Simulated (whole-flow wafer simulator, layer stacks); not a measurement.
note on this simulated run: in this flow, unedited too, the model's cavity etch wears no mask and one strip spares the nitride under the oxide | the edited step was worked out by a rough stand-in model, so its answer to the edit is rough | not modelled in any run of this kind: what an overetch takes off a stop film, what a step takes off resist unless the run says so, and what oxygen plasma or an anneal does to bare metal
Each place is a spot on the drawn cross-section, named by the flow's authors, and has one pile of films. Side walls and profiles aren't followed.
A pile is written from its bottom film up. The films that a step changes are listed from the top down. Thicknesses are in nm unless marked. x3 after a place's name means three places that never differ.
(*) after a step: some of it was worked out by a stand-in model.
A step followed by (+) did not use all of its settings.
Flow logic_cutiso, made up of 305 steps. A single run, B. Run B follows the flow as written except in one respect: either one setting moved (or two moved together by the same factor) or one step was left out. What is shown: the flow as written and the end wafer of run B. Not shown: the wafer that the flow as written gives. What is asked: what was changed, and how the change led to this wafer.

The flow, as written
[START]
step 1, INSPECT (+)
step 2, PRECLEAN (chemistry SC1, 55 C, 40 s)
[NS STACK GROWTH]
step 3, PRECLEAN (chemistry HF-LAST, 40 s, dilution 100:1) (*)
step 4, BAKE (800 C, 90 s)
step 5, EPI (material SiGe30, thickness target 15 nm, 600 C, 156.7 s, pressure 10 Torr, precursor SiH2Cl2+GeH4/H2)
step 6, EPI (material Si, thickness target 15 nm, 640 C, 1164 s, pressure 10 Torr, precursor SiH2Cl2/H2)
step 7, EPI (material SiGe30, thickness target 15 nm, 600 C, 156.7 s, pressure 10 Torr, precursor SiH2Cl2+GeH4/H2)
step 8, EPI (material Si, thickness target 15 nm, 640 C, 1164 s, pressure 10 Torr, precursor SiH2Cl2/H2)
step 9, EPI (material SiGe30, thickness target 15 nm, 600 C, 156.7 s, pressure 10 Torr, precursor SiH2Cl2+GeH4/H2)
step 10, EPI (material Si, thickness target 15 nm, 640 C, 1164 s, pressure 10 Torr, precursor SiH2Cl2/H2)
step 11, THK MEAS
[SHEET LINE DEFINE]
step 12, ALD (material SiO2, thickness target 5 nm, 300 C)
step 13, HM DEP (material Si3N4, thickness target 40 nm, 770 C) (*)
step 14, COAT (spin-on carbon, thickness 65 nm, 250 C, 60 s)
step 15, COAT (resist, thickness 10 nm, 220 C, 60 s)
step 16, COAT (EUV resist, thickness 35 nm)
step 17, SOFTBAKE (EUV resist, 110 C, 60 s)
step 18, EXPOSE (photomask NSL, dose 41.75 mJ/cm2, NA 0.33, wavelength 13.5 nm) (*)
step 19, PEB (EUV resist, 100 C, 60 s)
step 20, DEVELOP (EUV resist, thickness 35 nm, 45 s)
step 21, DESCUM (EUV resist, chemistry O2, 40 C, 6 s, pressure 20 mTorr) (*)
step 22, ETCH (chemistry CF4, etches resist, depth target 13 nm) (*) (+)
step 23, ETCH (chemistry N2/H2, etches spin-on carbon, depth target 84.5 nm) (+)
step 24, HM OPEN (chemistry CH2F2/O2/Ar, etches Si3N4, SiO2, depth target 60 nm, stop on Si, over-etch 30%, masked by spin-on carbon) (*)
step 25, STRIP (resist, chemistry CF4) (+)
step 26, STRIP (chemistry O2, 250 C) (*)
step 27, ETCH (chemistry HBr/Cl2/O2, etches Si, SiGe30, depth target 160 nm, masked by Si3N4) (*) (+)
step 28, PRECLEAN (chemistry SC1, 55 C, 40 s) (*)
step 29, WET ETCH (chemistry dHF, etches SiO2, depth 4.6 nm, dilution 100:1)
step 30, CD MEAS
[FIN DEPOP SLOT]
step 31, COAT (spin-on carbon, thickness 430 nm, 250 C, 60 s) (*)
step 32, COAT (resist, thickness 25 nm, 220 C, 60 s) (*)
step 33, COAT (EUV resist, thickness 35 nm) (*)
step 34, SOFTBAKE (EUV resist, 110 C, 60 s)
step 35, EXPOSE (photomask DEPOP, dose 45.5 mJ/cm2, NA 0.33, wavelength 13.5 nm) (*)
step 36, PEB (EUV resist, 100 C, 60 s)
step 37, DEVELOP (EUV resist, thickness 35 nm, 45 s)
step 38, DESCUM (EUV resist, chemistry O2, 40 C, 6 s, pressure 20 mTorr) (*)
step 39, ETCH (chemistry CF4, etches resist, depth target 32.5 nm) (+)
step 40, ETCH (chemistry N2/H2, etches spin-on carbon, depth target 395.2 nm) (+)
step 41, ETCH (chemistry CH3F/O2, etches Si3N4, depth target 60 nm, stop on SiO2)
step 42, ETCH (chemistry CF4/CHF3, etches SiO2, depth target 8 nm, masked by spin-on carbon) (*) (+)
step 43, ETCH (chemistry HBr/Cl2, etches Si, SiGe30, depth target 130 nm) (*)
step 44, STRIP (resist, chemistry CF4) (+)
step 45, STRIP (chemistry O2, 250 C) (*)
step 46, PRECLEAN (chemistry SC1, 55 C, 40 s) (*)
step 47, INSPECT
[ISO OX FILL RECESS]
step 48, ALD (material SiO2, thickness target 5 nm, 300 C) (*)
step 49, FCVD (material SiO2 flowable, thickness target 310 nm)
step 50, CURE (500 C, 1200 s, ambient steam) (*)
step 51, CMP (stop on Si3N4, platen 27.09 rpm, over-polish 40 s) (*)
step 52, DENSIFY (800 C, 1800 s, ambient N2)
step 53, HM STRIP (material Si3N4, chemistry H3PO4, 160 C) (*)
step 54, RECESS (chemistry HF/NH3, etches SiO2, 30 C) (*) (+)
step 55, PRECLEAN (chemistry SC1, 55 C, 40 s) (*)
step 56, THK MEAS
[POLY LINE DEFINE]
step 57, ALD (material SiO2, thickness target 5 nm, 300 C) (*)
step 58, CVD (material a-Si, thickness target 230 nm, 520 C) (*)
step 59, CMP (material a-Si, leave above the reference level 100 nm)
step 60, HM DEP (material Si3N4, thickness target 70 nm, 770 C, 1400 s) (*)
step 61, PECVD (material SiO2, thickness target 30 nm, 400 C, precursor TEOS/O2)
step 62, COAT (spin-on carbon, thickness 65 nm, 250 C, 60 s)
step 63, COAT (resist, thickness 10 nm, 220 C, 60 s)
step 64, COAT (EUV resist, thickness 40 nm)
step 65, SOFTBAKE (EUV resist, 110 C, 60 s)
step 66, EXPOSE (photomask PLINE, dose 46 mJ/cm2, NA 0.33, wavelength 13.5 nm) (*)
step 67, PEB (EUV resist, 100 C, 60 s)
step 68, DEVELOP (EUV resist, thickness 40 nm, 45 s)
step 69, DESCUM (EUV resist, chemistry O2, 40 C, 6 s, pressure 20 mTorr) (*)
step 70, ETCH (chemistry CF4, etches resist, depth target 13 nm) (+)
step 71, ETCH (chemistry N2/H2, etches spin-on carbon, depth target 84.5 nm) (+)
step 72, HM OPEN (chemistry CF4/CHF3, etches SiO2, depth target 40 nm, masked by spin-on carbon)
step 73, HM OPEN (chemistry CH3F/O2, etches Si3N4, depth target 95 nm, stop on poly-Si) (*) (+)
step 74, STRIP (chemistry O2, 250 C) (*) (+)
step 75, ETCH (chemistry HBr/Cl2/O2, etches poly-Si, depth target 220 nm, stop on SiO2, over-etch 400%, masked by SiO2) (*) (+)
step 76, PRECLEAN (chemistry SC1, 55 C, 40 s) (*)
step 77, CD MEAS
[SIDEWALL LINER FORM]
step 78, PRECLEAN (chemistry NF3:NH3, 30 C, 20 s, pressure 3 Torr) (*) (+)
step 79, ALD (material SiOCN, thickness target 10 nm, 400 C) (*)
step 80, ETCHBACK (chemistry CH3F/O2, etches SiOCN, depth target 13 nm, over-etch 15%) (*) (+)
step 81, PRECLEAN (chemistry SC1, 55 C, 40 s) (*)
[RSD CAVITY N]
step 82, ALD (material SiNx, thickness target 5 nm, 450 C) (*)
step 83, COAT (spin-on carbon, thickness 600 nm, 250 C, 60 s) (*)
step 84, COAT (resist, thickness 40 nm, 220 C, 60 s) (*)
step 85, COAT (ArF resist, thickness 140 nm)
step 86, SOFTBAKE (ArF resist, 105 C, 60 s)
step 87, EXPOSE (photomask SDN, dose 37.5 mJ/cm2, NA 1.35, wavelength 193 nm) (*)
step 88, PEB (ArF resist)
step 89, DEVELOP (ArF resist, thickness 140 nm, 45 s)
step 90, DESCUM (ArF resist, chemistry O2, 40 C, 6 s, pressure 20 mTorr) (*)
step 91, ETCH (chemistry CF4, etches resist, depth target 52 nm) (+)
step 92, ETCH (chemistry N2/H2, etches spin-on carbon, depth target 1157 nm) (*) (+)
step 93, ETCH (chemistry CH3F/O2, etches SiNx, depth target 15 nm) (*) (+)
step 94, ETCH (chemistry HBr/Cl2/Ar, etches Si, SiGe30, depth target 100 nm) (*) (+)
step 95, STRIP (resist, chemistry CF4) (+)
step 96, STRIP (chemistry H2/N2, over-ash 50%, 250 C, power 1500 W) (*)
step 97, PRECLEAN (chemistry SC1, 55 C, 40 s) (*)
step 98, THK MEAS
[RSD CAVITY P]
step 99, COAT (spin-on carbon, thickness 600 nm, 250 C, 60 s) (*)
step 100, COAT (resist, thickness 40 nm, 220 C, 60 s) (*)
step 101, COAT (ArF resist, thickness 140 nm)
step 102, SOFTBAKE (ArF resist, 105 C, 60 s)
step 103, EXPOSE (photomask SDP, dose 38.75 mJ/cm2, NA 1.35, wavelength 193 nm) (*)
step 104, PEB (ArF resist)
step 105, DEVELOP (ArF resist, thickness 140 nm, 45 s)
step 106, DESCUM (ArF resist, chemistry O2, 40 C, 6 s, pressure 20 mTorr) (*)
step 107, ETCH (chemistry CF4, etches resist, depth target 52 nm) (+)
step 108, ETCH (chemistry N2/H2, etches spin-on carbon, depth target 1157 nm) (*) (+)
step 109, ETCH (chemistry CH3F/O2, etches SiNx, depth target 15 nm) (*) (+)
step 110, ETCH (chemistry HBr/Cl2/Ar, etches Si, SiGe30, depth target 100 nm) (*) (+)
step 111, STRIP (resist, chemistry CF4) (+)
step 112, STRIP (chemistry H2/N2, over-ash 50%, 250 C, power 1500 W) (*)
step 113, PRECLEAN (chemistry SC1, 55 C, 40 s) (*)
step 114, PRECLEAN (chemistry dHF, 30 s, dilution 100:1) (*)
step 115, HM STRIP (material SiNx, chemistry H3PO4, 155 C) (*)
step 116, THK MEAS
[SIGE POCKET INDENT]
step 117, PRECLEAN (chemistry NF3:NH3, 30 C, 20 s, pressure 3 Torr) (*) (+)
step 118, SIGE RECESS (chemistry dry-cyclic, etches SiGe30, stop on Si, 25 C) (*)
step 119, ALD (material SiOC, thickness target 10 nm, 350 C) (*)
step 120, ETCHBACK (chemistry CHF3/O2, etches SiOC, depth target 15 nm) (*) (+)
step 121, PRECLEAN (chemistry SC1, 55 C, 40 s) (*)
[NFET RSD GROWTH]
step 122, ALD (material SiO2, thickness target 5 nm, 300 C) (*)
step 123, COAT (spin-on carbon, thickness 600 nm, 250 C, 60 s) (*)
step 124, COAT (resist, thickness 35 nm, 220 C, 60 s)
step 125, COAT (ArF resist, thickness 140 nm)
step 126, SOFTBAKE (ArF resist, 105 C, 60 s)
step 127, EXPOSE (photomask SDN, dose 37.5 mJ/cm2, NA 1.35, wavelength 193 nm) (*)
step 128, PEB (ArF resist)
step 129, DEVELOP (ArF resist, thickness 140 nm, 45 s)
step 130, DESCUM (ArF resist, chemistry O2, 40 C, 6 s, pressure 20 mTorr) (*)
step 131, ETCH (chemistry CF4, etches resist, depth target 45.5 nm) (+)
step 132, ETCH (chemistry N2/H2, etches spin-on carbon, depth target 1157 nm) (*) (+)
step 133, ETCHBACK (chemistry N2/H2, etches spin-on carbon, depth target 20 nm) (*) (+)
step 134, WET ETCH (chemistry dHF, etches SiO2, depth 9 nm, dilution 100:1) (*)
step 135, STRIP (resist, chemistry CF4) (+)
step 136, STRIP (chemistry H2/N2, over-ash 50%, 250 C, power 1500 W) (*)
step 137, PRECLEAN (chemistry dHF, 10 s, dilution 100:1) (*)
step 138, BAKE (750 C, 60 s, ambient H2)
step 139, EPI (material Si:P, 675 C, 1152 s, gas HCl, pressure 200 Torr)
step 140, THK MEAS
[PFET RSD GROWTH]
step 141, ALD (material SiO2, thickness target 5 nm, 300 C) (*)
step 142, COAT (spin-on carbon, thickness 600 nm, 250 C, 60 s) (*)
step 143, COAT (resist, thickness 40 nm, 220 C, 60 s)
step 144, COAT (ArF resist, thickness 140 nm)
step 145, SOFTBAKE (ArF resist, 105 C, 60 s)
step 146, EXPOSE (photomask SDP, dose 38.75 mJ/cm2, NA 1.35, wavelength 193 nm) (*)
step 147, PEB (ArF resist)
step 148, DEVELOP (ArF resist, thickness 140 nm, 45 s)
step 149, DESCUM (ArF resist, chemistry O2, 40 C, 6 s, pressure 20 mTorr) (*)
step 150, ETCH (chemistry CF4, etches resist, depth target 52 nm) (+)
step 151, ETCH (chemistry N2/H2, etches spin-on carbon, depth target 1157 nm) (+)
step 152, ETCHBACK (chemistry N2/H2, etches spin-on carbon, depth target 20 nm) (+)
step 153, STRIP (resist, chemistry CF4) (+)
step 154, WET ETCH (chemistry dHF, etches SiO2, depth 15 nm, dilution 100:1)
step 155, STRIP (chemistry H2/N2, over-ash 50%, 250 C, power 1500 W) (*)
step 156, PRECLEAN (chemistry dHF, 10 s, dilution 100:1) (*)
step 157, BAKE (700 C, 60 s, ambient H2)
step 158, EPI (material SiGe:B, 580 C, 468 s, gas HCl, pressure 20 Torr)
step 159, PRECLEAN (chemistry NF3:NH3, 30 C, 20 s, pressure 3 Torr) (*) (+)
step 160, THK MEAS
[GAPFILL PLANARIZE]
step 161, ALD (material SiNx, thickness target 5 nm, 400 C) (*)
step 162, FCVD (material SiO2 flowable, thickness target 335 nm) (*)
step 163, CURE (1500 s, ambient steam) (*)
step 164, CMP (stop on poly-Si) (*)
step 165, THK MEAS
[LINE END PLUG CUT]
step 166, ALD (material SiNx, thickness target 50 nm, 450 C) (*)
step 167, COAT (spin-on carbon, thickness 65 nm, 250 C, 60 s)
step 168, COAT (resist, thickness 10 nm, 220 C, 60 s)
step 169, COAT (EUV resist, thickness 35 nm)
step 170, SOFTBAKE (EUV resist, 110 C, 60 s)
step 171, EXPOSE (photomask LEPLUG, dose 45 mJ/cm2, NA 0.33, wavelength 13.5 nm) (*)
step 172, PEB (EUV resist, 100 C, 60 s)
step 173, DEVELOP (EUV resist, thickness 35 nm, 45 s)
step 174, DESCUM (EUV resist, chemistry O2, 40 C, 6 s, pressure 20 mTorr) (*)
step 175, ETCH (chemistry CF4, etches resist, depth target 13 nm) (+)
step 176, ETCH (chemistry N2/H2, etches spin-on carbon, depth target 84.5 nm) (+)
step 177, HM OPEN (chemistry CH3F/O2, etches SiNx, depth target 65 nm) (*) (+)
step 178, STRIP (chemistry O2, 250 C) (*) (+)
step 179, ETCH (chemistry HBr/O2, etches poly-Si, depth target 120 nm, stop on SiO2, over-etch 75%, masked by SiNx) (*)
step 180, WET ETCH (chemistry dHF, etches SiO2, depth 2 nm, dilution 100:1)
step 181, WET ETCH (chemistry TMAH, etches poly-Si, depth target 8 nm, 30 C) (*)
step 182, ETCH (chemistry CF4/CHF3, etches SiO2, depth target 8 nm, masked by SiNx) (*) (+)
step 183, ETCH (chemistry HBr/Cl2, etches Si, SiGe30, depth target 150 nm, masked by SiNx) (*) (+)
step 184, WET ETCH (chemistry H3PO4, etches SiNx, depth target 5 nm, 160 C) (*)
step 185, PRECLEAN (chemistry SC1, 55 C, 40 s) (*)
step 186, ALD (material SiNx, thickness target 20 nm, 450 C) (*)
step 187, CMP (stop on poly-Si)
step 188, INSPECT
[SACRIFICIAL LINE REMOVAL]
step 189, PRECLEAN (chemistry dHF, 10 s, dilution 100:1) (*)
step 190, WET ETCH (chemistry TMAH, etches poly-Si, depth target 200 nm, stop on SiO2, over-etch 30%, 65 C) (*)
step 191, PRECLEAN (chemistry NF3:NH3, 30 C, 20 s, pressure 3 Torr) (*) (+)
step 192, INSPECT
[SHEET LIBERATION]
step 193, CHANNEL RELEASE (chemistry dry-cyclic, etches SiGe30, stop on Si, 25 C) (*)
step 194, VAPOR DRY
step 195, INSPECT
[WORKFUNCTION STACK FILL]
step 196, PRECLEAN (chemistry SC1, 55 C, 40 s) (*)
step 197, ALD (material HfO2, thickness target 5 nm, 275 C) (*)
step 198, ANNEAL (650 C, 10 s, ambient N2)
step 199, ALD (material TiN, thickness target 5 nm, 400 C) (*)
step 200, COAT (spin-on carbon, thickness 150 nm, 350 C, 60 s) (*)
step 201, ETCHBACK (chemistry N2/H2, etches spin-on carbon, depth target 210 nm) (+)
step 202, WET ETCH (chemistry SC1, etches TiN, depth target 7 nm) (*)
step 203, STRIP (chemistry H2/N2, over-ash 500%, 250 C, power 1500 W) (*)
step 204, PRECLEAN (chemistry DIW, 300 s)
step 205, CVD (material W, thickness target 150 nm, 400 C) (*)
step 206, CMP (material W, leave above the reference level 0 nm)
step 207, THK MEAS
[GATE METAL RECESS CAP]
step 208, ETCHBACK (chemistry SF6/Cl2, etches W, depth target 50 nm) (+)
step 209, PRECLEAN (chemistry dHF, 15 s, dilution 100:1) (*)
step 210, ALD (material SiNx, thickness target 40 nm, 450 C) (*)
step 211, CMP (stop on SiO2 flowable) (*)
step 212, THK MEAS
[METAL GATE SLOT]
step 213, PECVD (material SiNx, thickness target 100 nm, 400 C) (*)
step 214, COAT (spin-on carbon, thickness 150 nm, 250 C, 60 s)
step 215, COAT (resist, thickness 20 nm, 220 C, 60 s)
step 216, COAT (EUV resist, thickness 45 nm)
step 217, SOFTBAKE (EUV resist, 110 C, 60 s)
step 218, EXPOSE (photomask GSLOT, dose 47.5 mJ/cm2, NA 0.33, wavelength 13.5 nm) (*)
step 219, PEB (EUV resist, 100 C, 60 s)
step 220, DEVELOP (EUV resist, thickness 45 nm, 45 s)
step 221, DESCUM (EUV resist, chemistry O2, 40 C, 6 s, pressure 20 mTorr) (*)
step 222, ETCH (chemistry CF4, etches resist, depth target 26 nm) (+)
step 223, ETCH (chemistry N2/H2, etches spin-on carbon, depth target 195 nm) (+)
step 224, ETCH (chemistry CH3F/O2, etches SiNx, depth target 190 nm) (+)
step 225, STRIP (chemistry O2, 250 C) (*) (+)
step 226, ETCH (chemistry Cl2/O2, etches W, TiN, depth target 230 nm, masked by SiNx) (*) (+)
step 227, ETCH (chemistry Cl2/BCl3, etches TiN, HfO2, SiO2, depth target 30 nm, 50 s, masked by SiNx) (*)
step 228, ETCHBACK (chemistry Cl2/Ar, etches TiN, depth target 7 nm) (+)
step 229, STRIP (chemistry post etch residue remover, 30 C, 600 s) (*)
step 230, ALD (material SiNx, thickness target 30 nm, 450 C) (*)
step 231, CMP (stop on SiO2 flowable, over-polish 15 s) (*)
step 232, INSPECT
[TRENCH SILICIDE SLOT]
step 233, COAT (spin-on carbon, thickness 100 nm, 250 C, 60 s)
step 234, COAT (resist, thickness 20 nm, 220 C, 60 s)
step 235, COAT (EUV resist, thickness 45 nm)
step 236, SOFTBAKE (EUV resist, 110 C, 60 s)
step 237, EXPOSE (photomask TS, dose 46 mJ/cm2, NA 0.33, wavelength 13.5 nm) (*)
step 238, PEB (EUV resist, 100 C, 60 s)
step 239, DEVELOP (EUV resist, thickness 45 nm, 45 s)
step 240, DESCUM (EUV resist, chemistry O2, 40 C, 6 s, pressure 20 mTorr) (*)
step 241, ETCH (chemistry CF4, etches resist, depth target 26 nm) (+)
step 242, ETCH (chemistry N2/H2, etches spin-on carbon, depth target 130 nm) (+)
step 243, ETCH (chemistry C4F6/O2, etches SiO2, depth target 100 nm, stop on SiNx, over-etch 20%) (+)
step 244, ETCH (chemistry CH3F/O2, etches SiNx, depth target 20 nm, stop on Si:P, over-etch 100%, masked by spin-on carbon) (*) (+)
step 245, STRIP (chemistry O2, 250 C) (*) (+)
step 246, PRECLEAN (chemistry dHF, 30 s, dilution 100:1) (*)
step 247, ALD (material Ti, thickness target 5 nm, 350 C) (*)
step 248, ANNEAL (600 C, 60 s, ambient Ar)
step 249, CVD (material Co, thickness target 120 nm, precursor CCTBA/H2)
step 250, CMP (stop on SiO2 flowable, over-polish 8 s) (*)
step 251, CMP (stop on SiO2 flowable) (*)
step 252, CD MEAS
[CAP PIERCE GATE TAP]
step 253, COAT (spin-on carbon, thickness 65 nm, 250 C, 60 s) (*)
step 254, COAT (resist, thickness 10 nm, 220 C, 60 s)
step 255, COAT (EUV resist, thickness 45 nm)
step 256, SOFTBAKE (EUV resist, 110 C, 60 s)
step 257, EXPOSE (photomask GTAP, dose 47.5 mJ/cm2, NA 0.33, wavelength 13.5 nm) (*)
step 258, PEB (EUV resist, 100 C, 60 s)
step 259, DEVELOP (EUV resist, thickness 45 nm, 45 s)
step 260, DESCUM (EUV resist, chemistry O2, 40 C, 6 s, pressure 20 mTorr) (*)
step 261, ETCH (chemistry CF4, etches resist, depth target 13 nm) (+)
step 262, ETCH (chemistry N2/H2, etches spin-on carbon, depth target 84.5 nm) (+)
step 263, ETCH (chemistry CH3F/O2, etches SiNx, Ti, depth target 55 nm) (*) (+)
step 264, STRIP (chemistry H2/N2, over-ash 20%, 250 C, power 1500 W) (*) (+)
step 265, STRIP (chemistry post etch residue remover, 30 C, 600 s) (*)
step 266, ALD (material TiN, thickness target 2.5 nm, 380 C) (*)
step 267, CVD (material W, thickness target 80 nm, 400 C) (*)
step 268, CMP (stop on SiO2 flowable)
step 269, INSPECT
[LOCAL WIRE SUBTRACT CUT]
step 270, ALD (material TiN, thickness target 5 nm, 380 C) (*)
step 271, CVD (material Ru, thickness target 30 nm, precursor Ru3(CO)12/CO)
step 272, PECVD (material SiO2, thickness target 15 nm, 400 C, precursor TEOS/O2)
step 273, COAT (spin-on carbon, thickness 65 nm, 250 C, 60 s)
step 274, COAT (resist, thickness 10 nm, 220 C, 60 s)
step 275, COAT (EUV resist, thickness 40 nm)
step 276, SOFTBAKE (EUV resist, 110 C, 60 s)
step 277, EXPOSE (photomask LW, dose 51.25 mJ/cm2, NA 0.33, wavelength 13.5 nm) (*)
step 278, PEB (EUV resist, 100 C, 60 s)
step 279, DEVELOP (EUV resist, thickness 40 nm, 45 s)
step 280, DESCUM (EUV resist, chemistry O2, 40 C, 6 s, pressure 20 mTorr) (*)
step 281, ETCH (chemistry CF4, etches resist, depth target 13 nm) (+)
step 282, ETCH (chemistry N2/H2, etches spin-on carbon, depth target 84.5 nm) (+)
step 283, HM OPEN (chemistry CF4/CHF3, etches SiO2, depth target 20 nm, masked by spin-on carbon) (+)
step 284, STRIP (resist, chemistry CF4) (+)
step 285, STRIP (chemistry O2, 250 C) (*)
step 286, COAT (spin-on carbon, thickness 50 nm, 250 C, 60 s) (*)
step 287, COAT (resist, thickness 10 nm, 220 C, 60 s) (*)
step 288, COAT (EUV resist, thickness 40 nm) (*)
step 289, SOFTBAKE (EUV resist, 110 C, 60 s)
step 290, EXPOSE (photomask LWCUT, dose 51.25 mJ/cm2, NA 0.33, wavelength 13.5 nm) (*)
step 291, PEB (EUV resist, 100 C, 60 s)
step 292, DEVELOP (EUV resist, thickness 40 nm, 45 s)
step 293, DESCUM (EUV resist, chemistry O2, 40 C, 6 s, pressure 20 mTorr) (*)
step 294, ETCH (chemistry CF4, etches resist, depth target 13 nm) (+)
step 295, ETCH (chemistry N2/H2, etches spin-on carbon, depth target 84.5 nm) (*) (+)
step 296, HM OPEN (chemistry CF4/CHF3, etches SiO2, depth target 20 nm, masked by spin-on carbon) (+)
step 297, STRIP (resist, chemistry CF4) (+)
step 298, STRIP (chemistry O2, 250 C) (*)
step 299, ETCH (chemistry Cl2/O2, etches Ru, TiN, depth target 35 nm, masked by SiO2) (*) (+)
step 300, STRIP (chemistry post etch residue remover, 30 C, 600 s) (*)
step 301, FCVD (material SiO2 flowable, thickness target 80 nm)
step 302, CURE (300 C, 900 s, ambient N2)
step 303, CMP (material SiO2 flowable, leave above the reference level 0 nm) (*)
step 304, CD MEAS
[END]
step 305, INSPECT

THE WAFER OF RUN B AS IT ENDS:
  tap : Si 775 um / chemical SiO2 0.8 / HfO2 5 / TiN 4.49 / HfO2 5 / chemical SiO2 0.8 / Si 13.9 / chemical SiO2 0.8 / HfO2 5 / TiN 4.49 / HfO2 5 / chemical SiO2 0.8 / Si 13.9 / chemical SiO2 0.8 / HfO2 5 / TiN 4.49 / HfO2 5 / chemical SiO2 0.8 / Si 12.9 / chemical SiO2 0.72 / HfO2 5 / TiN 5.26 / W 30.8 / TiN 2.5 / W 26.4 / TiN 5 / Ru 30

Cause: step 263, ETCH: depth target 30.2 nm was run, whereas the flow has depth target 55 nm.

How this came from the change, step by step:
  step 263, ETCH (chemistry CH3F/O2, etches SiNx, Ti, depth target 55 nm) (*) (+)
      glp, lnrp, lnrt, plug, rsdn, rsdp, rsdw: -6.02 resist (all of it) (as written it would have been: -6.02 resist (all of it), -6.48 spin-on carbon)
      depop, dpovl, gl, isow, ns, nsgap: -6.03 resist (all of it) (as written it would have been: -6.03 resist (all of it), -6.46 spin-on carbon)
      (as well as at 9 more places)
  step 264, STRIP (chemistry H2/N2, over-ash 20%, 250 C, power 1500 W) (*) (+)
      gfld, gl, glp and 11 more: -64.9 spin-on carbon (all of it) (as written it would have been: -58.4 spin-on carbon (all of it))
      depop, dpovl, isow, ns, nsgap: -65 spin-on carbon (all of it) (as written it would have been: -58.5 spin-on carbon (all of it))
      (as well as at 2 more places)
